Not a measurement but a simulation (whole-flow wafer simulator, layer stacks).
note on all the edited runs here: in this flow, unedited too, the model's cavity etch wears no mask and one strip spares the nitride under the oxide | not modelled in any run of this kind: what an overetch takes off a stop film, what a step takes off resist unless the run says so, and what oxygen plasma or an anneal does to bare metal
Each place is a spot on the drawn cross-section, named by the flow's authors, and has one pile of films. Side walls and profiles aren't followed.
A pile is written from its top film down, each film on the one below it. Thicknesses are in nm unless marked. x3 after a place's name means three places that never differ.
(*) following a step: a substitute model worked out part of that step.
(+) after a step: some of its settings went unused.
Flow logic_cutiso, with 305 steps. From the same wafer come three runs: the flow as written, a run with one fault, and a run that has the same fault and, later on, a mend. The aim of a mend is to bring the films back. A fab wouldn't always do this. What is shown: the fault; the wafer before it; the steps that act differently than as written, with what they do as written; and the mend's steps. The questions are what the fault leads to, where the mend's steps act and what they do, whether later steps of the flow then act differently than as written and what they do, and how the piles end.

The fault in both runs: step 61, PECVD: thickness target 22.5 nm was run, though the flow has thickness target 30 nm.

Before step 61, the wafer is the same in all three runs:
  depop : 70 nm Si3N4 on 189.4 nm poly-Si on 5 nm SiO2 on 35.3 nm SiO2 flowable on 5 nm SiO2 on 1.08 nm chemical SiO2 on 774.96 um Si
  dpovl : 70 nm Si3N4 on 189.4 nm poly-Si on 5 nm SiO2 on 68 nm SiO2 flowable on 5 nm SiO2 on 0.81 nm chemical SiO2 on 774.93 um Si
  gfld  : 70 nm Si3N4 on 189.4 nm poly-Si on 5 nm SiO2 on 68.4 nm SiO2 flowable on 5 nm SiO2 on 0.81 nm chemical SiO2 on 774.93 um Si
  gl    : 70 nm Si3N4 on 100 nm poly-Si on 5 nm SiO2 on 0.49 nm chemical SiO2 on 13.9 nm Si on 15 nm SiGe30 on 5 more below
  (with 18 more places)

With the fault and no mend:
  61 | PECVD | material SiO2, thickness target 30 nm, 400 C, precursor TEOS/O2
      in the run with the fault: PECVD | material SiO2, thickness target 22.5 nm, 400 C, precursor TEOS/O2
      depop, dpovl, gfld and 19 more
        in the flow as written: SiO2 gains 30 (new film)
        in the run with the fault: SiO2 gains 22.5 (new film)
  Steps further on in the flow that do not act as written (42 more steps, not shown, differ only slightly: by at most 2% or 0.5 nm, whichever is larger):
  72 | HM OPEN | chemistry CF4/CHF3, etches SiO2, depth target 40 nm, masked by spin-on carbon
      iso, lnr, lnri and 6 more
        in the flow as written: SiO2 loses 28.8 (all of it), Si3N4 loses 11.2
        in the run with the fault: SiO2 loses 21.3 (all of it), Si3N4 loses 18.7
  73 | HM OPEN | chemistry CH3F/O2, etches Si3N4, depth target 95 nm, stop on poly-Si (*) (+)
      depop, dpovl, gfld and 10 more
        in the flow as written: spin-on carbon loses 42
        in the run with the fault: spin-on carbon loses 36.7
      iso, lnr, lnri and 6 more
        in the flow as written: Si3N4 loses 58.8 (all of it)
        in the run with the fault: Si3N4 loses 51.3 (all of it)
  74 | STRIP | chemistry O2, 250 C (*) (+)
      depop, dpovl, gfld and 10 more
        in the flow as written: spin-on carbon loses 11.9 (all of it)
        in the run with the fault: spin-on carbon loses 17.3 (all of it)
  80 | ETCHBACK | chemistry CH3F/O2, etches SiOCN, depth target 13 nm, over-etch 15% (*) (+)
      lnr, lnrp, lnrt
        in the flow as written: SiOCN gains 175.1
        in the run with the fault: SiOCN gains 167.6
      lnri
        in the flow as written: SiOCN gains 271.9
        in the run with the fault: SiOCN gains 264.4
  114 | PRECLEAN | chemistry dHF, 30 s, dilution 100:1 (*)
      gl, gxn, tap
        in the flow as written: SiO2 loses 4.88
        in the run with the fault: SiO2 loses 4.02 (all of it)
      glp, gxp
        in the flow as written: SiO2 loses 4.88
        in the run with the fault: SiO2 loses 4.06 (all of it)
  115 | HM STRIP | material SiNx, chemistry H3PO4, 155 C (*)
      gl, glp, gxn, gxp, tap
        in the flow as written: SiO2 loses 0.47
        in the run with the fault: Si3N4 loses 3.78
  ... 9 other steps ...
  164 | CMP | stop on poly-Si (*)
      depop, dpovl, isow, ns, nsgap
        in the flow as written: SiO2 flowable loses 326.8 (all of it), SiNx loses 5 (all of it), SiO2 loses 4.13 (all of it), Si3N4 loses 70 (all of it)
        in the run with the fault: SiO2 flowable loses 326.8 (all of it), SiNx loses 5 (all of it), Si3N4 loses 67.8 (all of it)
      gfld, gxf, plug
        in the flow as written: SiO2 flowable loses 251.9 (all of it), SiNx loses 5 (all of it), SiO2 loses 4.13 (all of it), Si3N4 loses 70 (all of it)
        in the run with the fault: SiO2 flowable loses 253.8 (all of it), SiNx loses 5 (all of it), Si3N4 loses 67.8 (all of it)
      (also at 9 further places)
  When the end is reached, the piles differ only a little from the flow's at the places that both follow, at most by 2% or 0.5 nm, whichever is larger.

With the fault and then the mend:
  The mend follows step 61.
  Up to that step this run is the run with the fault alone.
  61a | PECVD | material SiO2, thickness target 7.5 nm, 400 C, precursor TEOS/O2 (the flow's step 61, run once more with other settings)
      depop, dpovl, gfld and 19 more
        SiO2 gains 7.5
  Later steps of the flow that are run all act as written at every place that is followed.
  At every place that both follow, the piles at the end match the flow's.
